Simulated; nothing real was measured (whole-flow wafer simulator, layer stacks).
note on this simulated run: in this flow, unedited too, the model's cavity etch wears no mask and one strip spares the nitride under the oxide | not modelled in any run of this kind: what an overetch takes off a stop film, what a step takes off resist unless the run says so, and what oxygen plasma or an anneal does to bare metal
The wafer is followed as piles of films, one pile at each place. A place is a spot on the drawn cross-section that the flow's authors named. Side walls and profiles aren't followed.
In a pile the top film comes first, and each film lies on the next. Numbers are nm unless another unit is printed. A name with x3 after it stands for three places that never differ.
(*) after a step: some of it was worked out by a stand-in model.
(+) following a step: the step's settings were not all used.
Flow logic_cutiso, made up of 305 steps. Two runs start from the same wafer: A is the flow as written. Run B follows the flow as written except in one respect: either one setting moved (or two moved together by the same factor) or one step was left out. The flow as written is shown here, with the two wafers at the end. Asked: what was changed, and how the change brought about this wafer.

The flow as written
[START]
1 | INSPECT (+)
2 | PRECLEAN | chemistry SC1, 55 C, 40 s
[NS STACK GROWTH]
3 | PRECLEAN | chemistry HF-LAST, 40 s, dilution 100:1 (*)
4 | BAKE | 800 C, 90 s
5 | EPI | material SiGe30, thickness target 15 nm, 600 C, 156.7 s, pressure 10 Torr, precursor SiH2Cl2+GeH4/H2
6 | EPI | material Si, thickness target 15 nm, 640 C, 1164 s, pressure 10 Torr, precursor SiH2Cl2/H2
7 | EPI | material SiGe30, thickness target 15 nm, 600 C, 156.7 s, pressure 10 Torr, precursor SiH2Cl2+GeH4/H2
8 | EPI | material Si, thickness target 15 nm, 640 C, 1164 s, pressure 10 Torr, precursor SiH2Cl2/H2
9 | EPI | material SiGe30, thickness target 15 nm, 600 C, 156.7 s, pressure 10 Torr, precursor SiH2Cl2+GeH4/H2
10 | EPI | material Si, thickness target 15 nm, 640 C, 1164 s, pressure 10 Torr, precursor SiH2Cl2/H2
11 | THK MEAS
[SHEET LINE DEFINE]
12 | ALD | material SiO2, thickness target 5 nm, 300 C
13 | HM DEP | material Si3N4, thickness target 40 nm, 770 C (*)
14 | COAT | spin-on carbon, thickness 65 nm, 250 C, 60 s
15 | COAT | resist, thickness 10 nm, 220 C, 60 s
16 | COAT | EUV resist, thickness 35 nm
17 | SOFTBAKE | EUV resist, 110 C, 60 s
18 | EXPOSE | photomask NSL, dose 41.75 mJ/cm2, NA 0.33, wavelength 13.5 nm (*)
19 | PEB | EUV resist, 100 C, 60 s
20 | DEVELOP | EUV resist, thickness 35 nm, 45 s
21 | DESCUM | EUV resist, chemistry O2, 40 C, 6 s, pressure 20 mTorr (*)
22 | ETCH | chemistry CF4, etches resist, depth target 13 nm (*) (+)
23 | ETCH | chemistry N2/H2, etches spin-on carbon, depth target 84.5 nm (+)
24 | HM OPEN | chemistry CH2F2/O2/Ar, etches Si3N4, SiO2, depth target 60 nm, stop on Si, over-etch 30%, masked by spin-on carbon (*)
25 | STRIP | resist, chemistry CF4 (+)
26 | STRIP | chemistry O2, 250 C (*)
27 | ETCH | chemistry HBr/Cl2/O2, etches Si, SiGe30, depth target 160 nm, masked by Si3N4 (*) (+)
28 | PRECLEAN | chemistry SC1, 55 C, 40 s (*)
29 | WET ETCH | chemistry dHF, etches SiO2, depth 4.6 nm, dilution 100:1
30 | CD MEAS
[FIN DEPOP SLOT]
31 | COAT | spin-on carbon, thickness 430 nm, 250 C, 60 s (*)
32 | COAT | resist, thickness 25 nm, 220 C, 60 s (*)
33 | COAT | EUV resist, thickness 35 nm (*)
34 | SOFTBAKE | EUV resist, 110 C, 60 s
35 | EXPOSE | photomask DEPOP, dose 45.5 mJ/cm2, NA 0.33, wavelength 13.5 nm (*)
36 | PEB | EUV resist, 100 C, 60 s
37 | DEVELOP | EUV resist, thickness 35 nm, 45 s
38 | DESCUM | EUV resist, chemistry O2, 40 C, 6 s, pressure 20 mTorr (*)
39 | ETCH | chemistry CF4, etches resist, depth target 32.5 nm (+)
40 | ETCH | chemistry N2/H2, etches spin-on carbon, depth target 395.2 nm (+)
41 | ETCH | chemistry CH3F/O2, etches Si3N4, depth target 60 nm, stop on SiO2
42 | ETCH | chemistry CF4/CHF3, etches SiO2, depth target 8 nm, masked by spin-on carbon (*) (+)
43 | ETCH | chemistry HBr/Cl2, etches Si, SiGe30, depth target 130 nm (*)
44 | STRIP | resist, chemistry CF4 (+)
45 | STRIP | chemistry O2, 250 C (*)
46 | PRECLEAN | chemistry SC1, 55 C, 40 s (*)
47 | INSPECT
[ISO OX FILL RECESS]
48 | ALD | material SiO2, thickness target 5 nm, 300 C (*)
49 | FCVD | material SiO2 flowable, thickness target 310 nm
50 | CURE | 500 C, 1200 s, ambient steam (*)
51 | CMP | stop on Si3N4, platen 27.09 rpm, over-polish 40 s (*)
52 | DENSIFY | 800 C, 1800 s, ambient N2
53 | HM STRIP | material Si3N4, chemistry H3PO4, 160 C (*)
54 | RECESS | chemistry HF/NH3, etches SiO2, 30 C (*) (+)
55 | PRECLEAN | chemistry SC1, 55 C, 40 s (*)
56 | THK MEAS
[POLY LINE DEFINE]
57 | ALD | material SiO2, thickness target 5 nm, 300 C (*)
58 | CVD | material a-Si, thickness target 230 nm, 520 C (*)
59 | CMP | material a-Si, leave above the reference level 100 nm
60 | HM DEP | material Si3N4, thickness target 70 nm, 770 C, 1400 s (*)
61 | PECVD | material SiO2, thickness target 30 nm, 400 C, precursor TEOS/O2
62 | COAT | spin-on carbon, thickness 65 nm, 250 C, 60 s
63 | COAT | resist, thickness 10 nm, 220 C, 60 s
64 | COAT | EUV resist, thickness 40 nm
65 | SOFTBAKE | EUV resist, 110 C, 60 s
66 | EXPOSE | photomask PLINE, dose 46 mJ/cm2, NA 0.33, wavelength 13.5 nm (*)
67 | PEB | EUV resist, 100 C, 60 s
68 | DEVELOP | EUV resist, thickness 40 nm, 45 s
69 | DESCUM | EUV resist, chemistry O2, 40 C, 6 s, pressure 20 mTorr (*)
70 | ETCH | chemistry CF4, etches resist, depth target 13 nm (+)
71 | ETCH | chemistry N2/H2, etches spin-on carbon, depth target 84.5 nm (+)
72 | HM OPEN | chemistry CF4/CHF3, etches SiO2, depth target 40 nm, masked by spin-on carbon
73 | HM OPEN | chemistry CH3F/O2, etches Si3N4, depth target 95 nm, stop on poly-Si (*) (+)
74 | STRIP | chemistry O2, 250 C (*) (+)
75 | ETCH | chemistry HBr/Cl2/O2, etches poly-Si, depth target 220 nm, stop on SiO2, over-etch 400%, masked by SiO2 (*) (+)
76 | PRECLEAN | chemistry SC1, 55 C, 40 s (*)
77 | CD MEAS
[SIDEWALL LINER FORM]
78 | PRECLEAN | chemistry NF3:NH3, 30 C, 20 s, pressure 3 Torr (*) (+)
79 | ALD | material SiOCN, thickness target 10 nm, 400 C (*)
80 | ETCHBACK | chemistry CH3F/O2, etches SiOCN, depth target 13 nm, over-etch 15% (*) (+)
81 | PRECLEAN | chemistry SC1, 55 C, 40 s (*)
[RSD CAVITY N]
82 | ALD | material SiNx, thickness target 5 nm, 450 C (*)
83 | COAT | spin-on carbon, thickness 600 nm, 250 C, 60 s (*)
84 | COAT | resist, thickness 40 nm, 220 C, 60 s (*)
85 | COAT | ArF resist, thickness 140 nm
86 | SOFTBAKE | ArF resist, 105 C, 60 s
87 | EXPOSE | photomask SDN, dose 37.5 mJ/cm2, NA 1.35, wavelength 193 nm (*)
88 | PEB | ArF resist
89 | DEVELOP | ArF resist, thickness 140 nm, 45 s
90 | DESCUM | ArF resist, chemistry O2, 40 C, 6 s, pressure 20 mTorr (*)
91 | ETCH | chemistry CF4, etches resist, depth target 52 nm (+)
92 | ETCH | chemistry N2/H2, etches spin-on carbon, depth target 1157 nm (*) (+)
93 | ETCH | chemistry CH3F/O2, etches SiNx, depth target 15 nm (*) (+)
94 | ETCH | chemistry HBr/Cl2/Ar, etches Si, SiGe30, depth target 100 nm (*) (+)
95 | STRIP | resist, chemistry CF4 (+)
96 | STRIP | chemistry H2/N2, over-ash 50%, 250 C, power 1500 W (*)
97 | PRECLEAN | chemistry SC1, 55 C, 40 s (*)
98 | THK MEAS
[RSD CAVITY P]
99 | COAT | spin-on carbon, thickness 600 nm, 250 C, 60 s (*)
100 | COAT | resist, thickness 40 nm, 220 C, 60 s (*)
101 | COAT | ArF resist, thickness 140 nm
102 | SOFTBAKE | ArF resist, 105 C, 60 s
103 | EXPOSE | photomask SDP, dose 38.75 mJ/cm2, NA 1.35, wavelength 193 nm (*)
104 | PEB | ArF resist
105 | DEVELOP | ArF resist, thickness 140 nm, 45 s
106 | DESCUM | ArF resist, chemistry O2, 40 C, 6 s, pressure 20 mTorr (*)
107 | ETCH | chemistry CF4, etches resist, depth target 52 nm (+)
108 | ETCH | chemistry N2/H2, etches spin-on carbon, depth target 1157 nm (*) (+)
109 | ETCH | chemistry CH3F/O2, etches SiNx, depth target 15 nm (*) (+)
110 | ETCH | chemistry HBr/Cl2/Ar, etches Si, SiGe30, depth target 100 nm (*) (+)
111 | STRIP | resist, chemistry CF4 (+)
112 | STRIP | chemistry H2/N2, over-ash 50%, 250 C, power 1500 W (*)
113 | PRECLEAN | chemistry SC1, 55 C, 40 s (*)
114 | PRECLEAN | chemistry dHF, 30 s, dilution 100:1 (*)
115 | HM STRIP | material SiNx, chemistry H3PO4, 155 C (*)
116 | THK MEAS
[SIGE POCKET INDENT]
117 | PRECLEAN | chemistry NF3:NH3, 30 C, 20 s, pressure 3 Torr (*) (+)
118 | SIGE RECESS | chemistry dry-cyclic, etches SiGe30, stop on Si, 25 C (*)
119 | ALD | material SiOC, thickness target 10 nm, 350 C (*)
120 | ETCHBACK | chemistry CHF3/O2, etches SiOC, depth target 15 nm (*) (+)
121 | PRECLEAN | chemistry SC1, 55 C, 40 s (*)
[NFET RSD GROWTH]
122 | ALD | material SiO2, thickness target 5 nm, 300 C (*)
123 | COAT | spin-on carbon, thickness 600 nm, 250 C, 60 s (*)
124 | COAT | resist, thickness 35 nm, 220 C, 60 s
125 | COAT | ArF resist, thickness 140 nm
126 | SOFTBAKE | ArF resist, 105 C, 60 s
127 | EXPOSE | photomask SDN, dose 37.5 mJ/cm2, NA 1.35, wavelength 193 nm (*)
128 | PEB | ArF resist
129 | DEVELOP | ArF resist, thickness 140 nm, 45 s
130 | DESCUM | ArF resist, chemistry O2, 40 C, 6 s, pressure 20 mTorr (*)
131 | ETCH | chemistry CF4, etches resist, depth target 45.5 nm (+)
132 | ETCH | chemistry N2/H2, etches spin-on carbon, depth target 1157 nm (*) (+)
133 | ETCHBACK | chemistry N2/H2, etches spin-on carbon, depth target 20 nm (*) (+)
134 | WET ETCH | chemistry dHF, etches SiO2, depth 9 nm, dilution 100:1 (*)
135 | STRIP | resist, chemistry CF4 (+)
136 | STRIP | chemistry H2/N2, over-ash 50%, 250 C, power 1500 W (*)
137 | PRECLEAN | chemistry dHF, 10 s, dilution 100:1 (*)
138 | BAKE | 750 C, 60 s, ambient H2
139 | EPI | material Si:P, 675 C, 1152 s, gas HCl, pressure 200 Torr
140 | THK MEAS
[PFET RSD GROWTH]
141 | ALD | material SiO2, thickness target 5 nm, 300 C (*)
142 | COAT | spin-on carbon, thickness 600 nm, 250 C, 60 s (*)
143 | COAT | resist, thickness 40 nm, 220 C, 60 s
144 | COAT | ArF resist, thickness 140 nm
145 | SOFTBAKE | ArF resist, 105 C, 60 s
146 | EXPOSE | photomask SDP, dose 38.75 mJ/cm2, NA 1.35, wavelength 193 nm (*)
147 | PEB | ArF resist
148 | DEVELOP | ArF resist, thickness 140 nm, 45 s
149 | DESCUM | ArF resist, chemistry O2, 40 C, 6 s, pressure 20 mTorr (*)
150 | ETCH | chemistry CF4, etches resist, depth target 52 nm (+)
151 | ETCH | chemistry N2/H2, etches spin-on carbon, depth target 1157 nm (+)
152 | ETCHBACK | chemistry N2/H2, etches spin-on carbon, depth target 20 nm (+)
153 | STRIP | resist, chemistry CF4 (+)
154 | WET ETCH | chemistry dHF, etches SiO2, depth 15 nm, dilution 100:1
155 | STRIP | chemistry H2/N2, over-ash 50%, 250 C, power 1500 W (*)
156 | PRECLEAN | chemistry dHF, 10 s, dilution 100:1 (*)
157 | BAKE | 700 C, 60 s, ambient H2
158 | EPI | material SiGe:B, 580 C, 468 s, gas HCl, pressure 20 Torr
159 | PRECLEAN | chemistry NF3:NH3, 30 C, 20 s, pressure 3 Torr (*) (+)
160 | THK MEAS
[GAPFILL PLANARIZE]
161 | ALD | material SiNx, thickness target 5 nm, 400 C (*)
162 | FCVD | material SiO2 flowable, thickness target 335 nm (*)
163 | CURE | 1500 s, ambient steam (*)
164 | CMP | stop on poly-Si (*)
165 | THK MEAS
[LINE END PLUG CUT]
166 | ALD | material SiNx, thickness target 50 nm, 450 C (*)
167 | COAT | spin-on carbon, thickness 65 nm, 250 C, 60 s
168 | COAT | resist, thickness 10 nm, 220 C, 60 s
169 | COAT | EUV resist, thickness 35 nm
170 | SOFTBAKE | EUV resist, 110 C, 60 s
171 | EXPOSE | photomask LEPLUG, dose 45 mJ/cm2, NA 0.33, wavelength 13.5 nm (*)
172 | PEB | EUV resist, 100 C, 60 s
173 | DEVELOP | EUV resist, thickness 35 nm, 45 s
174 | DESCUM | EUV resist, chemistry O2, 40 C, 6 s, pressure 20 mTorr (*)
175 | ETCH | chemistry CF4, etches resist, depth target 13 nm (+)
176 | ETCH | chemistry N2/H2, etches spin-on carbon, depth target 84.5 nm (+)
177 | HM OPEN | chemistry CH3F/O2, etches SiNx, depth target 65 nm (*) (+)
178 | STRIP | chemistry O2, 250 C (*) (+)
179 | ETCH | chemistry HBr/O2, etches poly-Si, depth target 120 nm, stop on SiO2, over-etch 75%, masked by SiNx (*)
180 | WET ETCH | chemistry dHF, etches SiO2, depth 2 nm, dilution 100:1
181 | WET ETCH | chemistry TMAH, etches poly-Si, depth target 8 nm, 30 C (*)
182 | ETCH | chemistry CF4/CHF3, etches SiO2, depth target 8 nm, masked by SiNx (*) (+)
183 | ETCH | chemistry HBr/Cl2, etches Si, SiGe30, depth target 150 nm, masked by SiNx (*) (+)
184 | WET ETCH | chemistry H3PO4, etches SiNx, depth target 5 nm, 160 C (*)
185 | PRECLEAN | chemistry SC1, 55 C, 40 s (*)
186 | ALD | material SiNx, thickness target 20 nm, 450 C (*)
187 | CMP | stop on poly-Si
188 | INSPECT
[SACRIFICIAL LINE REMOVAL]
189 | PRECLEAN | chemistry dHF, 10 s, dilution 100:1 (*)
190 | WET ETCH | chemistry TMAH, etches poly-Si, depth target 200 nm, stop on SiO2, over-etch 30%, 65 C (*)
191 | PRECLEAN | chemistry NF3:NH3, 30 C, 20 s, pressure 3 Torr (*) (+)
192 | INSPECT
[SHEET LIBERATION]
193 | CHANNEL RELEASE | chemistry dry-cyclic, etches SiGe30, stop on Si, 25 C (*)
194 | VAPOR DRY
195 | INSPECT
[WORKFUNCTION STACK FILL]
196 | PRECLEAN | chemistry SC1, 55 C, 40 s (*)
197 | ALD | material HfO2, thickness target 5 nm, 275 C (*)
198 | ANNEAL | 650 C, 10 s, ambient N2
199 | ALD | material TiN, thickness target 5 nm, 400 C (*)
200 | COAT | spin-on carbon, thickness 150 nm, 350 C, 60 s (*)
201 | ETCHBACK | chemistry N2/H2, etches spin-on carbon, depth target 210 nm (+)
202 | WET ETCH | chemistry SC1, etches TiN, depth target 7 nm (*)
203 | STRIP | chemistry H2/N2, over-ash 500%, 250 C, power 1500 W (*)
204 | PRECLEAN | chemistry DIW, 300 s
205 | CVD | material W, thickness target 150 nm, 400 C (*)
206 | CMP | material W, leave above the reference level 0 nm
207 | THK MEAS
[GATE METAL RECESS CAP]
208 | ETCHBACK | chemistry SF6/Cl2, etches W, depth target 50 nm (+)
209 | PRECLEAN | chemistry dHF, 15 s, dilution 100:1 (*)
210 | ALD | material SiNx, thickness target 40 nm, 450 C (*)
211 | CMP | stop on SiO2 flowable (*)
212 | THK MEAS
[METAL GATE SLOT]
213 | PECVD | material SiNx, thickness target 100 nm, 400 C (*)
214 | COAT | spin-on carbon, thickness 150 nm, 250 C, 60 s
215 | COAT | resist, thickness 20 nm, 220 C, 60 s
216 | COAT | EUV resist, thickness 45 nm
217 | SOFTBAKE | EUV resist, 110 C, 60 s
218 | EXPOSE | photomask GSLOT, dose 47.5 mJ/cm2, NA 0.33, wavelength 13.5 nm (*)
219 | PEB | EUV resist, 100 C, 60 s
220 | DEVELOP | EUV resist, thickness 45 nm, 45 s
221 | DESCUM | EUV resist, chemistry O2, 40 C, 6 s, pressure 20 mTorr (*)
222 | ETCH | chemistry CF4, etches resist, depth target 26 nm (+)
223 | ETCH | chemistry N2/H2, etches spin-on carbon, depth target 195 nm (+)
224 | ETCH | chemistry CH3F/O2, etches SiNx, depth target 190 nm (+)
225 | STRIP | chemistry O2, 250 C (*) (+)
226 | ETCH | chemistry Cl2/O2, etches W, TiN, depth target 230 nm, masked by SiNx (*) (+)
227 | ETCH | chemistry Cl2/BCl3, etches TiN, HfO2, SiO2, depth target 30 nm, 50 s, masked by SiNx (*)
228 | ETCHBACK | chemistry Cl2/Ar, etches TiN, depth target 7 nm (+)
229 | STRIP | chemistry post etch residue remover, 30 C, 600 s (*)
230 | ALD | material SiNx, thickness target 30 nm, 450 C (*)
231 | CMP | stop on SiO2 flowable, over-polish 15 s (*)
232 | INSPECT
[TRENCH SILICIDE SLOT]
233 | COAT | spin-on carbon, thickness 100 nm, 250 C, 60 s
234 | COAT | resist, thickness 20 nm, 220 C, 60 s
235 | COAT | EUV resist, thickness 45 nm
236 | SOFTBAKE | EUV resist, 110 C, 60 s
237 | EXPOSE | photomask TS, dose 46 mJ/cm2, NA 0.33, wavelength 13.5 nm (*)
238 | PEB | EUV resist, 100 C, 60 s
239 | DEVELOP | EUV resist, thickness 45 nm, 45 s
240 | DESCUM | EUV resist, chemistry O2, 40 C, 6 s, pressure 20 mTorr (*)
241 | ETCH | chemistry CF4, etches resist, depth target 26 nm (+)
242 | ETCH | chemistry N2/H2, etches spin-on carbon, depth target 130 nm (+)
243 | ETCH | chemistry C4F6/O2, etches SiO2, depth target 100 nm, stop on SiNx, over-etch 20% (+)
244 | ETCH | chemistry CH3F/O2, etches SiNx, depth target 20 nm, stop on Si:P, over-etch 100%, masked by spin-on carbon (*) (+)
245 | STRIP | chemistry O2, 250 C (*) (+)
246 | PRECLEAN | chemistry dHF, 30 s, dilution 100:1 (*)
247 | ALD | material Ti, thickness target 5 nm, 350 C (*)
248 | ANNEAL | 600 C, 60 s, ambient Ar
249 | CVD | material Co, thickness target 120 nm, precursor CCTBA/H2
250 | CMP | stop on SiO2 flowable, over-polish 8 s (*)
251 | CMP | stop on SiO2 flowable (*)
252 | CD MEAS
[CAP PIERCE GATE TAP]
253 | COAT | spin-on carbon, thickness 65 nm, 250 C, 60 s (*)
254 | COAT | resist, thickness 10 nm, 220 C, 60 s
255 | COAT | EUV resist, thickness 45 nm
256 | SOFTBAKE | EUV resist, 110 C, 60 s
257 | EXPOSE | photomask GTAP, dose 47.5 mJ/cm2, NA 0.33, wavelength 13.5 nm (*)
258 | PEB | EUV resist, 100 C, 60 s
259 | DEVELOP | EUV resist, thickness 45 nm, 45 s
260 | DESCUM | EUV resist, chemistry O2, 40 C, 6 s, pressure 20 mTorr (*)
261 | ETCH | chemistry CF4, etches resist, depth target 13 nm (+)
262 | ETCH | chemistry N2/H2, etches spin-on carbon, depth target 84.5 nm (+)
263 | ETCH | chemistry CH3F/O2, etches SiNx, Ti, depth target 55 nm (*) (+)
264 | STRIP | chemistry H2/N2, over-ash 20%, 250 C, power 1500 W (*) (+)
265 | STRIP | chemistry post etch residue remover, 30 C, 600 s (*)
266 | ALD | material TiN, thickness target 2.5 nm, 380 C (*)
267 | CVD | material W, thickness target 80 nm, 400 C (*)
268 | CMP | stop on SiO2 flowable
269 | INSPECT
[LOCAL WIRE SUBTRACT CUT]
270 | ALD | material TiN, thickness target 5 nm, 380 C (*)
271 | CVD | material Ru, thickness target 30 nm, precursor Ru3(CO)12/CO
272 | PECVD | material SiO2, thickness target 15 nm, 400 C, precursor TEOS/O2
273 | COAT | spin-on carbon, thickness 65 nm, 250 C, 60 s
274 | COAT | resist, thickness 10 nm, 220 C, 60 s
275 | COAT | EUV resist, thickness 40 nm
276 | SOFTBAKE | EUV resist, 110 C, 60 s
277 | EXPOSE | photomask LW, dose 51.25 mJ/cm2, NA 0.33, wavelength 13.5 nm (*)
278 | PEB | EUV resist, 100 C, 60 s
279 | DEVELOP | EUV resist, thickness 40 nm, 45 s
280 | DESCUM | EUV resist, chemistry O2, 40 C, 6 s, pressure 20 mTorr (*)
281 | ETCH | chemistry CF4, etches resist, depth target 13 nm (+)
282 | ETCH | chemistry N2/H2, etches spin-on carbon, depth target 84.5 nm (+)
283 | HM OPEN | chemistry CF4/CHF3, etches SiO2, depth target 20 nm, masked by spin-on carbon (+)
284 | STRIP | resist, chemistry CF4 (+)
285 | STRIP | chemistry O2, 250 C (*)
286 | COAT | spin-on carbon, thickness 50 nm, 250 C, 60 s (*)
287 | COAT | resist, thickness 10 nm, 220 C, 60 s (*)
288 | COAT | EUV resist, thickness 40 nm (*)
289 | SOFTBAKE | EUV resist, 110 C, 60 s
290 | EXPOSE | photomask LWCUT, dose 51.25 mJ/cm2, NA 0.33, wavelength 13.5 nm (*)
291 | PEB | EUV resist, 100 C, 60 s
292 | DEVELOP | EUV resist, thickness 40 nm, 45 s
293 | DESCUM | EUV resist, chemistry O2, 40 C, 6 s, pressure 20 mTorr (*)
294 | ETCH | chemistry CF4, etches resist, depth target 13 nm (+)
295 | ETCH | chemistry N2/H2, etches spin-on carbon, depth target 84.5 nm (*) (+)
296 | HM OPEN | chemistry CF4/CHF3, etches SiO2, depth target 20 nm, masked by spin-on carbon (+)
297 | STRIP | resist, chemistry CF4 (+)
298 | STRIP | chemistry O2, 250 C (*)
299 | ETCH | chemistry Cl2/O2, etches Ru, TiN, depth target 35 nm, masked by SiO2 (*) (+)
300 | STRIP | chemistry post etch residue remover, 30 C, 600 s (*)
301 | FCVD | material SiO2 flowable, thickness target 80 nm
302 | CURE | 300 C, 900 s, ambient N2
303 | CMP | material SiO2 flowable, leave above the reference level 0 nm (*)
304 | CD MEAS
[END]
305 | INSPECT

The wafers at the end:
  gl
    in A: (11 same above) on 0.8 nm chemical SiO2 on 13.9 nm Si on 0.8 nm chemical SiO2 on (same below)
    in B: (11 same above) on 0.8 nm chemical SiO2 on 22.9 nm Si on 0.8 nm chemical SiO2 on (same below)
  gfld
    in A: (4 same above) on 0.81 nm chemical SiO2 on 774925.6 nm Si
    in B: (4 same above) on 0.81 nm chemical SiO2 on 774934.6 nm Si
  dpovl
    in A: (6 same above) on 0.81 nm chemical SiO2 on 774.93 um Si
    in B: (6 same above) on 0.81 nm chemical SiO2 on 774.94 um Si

The reason: step 8, EPI: 1863 s was run, while the flow as written has 1164 s.

How this came from the change, step by step:
  8 | EPI | material Si, thickness target 15 nm, 640 C, 1164 s, pressure 10 Torr, precursor SiH2Cl2/H2
      depop, dpovl, gfld and 19 more: A +15 Si (new film) | B +24 Si (new film)
  27 | ETCH | chemistry HBr/Cl2/O2, etches Si, SiGe30, depth target 160 nm, masked by Si3N4 (*) (+)
      gfld, gxf, iso, lnri: A -0.79 chemical SiO2 (all of it), -11.4 Si (all of it), -15 SiGe30 (all of it), -15 Si (all of it), -15 SiGe30 (all of it), -15 Si (all of it), -15 SiGe30 (all of it), -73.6 Si | B -0.79 chemical SiO2 (all of it), -11.4 Si (all of it), -15 SiGe30 (all of it), -24 Si (all of it), -15 SiGe30 (all of it), -15 Si (all of it), -15 SiGe30 (all of it), -64.6 Si
      dpovl, nsgap: A -0.79 chemical SiO2 (all of it), -11.8 Si (all of it), -15 SiGe30 (all of it), -15 Si (all of it), -15 SiGe30 (all of it), -15 Si (all of it), -15 SiGe30 (all of it), -73.2 Si | B -0.79 chemical SiO2 (all of it), -11.8 Si (all of it), -15 SiGe30 (all of it), -24 Si (all of it), -15 SiGe30 (all of it), -15 Si (all of it), -15 SiGe30 (all of it), -64.2 Si
      (and at 1 other place as well)
  43 | ETCH | chemistry HBr/Cl2, etches Si, SiGe30, depth target 130 nm (*)
      depop: A -14 Si (all of it), -15 SiGe30 (all of it), -15 Si (all of it), -15 SiGe30 (all of it), -15 Si (all of it), -15 SiGe30 (all of it), -41 Si | B -14 Si (all of it), -15 SiGe30 (all of it), -24 Si (all of it), -15 SiGe30 (all of it), -15 Si (all of it), -15 SiGe30 (all of it), -32 Si
  94 | ETCH | chemistry HBr/Cl2/Ar, etches Si, SiGe30, depth target 100 nm (*) (+)
      rsdn, rsdx: A -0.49 chemical SiO2 (all of it), -12.8 Si (all of it), -15 SiGe30 (all of it), -15 Si (all of it), -15 SiGe30 (all of it), -15 Si (all of it), -15 SiGe30 (all of it), -12.2 Si | B -0.49 chemical SiO2 (all of it), -12.8 Si (all of it), -15 SiGe30 (all of it), -24 Si (all of it), -15 SiGe30 (all of it), -15 Si (all of it), -15 SiGe30 (all of it), -3.16 Si
  110 | ETCH | chemistry HBr/Cl2/Ar, etches Si, SiGe30, depth target 100 nm (*) (+)
      rsdp, rsdw: A -0.49 chemical SiO2 (all of it), -12.8 Si (all of it), -15 SiGe30 (all of it), -15 Si (all of it), -15 SiGe30 (all of it), -15 Si (all of it), -15 SiGe30 (all of it), -12.2 Si | B -0.49 chemical SiO2 (all of it), -12.8 Si (all of it), -15 SiGe30 (all of it), -24 Si (all of it), -15 SiGe30 (all of it), -15 Si (all of it), -15 SiGe30 (all of it), -3.16 Si
  183 | ETCH | chemistry HBr/Cl2, etches Si, SiGe30, depth target 150 nm, masked by SiNx (*) (+)
      plug: A -13.6 Si (all of it), -15 SiGe30 (all of it), -15 Si (all of it), -15 SiGe30 (all of it), -15 Si (all of it), -15 SiGe30 (all of it), -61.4 Si | B -13.6 Si (all of it), -15 SiGe30 (all of it), -24 Si (all of it), -15 SiGe30 (all of it), -15 Si (all of it), -15 SiGe30 (all of it), -52.4 Si
